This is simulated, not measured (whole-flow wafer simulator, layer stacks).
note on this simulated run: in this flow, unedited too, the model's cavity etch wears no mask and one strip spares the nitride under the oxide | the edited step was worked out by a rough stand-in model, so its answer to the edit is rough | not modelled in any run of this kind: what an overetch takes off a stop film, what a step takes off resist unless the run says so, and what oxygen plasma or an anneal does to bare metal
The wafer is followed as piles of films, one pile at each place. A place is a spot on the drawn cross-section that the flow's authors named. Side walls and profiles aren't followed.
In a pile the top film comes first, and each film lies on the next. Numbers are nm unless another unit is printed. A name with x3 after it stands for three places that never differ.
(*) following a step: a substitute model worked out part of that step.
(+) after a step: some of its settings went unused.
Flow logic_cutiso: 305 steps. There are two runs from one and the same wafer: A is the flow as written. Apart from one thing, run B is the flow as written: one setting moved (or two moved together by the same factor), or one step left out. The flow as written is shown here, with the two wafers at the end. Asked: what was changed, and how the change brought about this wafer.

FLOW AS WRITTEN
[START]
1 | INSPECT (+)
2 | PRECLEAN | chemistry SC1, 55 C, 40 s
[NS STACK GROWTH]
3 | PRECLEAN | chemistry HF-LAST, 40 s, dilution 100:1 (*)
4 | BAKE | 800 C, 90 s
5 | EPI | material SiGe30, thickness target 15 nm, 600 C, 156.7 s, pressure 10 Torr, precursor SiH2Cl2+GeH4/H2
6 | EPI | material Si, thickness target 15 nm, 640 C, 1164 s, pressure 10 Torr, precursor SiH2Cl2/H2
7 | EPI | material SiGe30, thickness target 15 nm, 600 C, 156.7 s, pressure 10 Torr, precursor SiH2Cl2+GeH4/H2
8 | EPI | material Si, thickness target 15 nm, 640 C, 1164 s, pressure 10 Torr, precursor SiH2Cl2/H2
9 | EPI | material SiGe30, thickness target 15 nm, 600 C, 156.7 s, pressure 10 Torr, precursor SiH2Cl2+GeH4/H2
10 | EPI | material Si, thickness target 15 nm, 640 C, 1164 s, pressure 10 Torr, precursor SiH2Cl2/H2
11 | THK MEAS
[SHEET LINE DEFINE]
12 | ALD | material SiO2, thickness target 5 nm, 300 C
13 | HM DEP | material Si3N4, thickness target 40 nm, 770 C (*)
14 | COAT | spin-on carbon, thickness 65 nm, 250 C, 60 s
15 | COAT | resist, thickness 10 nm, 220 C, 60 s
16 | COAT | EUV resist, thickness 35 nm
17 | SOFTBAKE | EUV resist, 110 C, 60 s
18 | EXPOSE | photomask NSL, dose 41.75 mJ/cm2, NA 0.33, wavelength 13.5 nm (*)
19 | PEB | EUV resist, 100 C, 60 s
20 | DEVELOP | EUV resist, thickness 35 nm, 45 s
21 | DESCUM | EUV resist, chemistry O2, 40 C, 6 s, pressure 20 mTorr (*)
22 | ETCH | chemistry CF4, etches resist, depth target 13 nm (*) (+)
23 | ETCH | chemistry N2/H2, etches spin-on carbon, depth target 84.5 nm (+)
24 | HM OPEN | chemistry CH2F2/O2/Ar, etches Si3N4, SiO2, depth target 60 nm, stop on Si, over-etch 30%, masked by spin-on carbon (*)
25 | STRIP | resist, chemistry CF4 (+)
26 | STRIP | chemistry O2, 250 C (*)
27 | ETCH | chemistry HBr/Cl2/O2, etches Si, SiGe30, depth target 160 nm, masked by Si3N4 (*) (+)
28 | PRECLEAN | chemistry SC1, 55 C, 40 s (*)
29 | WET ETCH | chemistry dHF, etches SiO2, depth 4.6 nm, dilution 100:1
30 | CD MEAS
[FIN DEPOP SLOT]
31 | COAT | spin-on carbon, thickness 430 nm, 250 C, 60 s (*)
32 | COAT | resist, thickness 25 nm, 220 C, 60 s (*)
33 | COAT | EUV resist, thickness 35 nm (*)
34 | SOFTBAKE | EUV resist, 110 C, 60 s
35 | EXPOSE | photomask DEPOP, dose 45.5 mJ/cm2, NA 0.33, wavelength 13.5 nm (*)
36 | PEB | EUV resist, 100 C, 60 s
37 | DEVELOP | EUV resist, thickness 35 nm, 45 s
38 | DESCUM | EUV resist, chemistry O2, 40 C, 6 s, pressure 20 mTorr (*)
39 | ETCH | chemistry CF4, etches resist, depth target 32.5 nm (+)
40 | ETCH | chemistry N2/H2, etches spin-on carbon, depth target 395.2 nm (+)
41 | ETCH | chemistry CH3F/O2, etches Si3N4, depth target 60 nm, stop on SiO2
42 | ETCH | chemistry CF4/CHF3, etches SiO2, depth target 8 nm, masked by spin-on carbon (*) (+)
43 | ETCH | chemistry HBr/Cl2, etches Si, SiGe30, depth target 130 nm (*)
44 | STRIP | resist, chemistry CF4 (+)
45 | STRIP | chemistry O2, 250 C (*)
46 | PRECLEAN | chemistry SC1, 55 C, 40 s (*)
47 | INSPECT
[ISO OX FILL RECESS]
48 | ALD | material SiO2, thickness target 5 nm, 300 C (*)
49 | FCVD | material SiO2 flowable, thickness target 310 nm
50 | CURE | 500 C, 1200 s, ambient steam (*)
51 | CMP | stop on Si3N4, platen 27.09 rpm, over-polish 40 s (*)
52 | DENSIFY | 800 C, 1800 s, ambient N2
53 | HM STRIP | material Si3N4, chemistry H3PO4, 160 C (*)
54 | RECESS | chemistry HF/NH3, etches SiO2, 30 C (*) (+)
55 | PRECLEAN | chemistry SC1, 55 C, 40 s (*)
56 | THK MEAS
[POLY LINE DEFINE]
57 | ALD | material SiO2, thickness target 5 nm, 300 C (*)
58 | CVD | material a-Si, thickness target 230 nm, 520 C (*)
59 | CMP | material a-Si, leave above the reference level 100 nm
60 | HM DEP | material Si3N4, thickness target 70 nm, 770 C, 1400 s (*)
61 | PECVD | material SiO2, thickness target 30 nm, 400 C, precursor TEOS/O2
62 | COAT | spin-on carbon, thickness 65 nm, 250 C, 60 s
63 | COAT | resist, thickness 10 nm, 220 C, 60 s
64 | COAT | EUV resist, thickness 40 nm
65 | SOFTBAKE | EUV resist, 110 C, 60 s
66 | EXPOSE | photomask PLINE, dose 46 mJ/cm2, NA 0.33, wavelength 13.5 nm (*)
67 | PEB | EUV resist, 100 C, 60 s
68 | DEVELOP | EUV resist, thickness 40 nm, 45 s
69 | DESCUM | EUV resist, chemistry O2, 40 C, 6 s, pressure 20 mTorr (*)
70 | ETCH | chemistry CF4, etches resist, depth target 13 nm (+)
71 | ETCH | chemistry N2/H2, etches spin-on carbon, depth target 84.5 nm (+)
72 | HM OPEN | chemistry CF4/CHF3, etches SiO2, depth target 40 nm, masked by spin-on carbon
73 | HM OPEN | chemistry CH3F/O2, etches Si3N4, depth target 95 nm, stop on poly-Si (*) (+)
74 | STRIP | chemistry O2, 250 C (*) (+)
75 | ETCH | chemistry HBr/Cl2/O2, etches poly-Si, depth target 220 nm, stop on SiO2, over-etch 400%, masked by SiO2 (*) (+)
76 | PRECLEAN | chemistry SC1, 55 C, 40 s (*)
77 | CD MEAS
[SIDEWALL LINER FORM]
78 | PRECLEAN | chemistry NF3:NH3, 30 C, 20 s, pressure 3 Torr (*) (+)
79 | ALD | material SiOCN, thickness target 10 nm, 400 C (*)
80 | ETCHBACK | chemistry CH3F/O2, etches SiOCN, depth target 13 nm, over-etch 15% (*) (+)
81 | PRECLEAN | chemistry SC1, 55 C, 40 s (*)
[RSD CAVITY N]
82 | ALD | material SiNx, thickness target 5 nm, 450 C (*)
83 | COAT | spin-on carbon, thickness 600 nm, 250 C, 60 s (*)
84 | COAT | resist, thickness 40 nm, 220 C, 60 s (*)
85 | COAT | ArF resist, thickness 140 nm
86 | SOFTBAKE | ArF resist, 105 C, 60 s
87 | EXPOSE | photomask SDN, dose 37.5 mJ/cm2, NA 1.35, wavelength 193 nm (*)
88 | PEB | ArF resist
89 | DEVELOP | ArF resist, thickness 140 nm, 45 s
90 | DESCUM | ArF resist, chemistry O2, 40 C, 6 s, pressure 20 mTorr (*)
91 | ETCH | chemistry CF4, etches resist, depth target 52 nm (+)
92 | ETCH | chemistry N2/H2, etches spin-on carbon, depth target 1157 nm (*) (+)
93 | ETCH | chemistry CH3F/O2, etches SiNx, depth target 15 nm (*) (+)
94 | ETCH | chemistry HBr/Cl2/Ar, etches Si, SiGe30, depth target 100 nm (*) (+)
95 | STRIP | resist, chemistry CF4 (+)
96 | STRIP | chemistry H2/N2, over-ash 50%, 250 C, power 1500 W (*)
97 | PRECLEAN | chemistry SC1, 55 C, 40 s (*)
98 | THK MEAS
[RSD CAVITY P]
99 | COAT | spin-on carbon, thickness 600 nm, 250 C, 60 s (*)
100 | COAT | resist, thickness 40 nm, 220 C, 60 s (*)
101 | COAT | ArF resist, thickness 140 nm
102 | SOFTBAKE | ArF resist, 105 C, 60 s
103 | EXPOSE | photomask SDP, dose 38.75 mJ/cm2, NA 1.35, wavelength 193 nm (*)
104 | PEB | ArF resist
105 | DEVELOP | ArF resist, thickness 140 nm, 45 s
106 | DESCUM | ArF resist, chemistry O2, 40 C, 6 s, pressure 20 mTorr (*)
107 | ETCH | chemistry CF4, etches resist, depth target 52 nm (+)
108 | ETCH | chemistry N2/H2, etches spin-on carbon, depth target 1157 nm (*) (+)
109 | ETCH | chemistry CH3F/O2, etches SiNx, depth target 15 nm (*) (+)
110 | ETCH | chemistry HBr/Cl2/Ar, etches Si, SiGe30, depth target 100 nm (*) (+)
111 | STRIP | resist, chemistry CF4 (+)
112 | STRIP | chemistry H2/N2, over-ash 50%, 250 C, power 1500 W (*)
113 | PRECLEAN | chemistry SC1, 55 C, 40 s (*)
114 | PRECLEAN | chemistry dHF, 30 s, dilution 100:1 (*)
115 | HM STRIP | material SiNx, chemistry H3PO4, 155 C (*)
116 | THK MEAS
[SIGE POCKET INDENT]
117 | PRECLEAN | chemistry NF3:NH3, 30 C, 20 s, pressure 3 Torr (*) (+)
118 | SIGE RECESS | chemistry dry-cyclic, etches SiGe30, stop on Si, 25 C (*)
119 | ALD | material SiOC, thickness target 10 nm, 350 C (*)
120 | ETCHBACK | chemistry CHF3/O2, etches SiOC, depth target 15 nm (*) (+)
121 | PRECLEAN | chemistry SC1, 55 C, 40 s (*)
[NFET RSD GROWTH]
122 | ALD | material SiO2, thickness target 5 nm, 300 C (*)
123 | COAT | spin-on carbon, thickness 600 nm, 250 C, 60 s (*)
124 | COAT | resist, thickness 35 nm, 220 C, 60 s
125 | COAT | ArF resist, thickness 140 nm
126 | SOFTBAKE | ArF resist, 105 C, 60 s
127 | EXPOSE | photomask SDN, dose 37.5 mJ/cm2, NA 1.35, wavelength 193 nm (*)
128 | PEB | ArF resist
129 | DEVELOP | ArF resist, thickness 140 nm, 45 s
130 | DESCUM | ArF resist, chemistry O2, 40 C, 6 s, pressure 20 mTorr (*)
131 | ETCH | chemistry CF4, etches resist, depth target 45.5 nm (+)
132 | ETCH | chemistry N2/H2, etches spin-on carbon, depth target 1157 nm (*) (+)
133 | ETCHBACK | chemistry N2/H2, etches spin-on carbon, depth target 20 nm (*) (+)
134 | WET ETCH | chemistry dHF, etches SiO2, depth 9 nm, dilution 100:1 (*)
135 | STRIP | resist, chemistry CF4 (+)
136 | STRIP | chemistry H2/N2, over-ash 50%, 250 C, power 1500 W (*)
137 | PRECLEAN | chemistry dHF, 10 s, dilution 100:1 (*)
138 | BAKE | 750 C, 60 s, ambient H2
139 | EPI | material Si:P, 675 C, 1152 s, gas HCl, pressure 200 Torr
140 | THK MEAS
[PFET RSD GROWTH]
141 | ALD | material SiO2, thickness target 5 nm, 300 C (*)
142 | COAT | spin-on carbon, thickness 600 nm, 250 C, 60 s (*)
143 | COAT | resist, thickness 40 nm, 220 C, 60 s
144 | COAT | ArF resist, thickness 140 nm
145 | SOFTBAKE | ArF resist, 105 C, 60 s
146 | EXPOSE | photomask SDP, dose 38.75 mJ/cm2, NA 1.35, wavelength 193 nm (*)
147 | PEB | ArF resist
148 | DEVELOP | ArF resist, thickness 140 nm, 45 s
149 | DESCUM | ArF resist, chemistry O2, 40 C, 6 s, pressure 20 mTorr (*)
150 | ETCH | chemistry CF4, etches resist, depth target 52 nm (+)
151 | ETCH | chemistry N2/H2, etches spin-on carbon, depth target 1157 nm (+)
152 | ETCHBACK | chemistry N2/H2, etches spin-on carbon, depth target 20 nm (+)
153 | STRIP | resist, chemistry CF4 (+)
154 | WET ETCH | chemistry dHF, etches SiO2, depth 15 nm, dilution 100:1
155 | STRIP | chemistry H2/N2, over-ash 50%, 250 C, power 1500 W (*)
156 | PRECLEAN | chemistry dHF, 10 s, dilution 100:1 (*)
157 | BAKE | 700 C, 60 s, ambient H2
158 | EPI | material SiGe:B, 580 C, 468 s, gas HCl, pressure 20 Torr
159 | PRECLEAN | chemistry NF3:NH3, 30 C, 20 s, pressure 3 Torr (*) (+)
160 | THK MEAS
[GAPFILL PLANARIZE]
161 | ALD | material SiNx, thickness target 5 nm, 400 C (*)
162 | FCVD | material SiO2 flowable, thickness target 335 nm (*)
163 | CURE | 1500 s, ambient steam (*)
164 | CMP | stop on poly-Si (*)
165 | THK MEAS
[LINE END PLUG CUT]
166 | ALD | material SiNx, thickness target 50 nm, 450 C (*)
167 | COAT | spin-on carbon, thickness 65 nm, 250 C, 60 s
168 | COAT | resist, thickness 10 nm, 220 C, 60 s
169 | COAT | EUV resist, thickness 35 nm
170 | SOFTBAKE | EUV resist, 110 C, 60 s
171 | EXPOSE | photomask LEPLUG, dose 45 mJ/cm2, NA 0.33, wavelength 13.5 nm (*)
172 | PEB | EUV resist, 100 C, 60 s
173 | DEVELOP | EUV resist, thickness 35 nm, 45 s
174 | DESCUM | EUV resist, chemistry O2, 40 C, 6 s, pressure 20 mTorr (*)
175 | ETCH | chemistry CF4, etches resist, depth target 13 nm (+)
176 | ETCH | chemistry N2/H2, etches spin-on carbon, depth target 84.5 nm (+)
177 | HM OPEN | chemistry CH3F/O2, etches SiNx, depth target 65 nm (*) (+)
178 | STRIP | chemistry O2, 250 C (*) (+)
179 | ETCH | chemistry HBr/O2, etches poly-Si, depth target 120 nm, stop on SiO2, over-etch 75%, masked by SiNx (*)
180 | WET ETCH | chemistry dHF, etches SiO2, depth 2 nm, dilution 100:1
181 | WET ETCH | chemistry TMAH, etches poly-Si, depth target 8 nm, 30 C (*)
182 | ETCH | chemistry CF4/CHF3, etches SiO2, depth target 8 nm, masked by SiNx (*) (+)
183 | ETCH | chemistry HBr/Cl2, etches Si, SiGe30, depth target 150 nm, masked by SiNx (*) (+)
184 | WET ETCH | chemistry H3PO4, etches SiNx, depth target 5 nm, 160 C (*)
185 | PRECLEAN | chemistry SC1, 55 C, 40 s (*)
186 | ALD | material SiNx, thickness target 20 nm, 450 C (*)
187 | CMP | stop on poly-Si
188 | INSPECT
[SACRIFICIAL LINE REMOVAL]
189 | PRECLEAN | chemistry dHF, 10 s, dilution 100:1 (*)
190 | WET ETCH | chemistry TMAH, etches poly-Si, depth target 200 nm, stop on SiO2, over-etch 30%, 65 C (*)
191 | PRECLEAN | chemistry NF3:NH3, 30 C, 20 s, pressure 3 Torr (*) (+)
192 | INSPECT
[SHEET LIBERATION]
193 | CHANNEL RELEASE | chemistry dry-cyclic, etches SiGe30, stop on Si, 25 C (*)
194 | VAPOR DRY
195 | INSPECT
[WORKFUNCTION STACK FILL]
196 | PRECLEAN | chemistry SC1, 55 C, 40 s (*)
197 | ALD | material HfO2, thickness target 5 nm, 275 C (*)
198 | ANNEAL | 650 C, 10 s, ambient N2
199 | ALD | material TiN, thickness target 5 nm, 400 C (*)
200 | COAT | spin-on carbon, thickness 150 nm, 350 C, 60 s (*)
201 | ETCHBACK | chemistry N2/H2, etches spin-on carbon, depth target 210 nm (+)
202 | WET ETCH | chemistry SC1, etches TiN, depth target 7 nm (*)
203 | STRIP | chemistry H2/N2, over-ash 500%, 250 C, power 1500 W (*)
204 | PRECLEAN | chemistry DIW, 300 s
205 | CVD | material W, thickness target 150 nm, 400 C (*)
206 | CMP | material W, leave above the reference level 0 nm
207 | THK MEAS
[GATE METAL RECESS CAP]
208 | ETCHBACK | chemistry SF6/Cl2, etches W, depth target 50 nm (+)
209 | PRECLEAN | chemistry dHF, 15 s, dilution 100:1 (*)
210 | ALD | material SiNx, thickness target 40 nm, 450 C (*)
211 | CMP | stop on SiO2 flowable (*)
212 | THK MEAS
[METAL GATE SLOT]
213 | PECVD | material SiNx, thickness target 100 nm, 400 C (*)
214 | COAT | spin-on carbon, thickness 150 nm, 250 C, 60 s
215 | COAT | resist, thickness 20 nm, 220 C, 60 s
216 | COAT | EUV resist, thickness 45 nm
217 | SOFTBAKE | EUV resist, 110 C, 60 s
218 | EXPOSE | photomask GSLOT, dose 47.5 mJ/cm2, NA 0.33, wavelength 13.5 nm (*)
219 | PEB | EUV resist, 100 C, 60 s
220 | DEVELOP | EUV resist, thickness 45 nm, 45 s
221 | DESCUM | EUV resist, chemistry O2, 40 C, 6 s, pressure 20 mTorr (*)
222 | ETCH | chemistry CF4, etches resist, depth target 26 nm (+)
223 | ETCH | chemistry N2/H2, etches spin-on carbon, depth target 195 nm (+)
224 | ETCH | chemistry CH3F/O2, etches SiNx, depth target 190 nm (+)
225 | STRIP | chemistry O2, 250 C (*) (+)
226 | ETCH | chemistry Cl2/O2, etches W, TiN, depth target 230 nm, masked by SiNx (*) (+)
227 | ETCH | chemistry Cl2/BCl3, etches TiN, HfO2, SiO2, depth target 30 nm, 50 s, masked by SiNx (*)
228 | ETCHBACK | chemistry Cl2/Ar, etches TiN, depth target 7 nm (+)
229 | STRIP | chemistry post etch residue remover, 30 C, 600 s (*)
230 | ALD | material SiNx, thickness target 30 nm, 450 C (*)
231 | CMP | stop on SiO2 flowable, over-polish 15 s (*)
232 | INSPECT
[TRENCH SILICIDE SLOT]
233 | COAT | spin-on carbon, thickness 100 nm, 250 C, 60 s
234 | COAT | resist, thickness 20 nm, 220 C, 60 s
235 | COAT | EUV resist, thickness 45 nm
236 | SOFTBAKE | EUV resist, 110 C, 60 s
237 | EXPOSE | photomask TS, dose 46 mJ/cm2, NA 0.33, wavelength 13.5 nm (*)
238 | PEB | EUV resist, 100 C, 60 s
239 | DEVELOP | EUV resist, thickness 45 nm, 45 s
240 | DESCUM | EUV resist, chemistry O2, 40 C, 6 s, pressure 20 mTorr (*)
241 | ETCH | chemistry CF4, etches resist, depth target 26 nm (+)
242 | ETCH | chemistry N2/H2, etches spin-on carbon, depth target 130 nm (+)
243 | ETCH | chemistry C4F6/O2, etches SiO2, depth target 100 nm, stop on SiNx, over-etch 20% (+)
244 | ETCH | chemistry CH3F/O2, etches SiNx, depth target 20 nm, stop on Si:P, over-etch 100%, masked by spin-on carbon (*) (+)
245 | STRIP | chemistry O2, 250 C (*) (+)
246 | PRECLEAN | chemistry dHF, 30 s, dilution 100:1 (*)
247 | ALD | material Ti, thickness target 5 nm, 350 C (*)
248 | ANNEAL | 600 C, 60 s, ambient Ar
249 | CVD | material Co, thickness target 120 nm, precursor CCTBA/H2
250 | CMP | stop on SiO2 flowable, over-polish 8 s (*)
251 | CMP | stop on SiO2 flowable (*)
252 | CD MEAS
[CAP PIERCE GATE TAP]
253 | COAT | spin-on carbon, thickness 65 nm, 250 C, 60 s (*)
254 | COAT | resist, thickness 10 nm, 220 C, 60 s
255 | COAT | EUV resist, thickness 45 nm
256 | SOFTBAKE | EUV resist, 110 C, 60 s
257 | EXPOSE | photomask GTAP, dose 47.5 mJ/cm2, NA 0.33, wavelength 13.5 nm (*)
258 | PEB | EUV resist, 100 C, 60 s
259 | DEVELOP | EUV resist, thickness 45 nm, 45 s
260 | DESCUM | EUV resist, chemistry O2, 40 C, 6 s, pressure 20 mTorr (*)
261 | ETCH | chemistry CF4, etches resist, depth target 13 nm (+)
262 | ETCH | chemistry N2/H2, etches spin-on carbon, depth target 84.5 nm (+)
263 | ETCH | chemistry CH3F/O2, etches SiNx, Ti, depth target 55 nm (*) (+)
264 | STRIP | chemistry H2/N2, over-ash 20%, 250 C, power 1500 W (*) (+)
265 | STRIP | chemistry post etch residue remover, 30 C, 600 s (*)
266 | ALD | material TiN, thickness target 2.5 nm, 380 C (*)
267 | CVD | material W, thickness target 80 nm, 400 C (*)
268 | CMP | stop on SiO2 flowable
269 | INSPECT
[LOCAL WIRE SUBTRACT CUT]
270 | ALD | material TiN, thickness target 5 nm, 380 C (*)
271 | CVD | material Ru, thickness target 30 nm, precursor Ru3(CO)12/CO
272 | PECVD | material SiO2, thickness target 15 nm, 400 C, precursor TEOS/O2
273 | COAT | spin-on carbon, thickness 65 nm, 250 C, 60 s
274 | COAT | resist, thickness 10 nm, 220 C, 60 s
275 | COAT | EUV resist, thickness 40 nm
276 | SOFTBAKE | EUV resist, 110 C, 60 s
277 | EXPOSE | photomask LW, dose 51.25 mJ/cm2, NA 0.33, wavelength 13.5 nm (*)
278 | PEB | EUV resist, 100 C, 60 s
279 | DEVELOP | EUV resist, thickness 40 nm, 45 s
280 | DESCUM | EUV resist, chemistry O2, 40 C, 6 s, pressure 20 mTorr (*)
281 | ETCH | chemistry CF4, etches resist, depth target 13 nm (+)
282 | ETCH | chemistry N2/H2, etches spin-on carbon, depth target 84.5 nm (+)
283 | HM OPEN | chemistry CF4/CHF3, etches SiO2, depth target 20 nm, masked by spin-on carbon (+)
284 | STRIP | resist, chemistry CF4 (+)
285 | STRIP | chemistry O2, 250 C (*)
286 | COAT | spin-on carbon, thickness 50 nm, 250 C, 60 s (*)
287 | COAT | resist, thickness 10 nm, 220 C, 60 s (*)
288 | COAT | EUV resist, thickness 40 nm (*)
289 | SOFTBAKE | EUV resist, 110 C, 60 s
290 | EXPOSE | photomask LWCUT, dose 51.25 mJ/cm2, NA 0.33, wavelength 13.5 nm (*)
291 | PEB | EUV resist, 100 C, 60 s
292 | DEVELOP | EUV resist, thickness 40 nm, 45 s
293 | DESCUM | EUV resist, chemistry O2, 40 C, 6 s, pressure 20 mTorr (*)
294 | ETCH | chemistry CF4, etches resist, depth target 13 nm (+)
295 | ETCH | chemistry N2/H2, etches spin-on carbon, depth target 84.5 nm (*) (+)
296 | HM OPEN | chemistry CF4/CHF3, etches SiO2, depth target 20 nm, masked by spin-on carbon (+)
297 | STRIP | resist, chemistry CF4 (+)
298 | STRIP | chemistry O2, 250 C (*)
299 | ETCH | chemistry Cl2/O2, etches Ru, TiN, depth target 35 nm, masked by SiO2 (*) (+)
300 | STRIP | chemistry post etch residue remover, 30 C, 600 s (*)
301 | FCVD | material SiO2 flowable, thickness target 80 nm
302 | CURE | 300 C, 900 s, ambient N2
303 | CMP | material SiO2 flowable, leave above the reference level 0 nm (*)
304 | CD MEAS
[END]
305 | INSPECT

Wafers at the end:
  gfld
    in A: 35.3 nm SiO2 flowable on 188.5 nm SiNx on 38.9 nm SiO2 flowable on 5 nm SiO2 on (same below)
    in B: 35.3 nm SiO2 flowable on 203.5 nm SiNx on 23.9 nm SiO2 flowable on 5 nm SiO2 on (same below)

What caused this: step 227, ETCH: depth target 45 nm was run, whereas the flow has depth target 30 nm; step 227, ETCH: 75 s was run, where the flow has 50 s.

The path from the change to this, step by step:
  227 | ETCH | chemistry Cl2/BCl3, etches TiN, HfO2, SiO2, depth target 30 nm, 50 s, masked by SiNx (*)
      depop, dpovl, gl and 18 more: A -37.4 SiNx | B -56.1 SiNx
      gfld: A -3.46 HfO2 (all of it), -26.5 SiO2 flowable | B -3.46 HfO2 (all of it), -41.5 SiO2 flowable
  231 | CMP | stop on SiO2 flowable, over-polish 15 s (*)
      depop, dpovl, gfld and 10 more: A -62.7 SiNx | B -44 SiNx
      lnr, lnri, lnrp, lnrt: A -61 SiNx (all of it), -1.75 SiOCN | B -42.3 SiNx (all of it), -1.75 SiOCN
      (also at 5 further places)
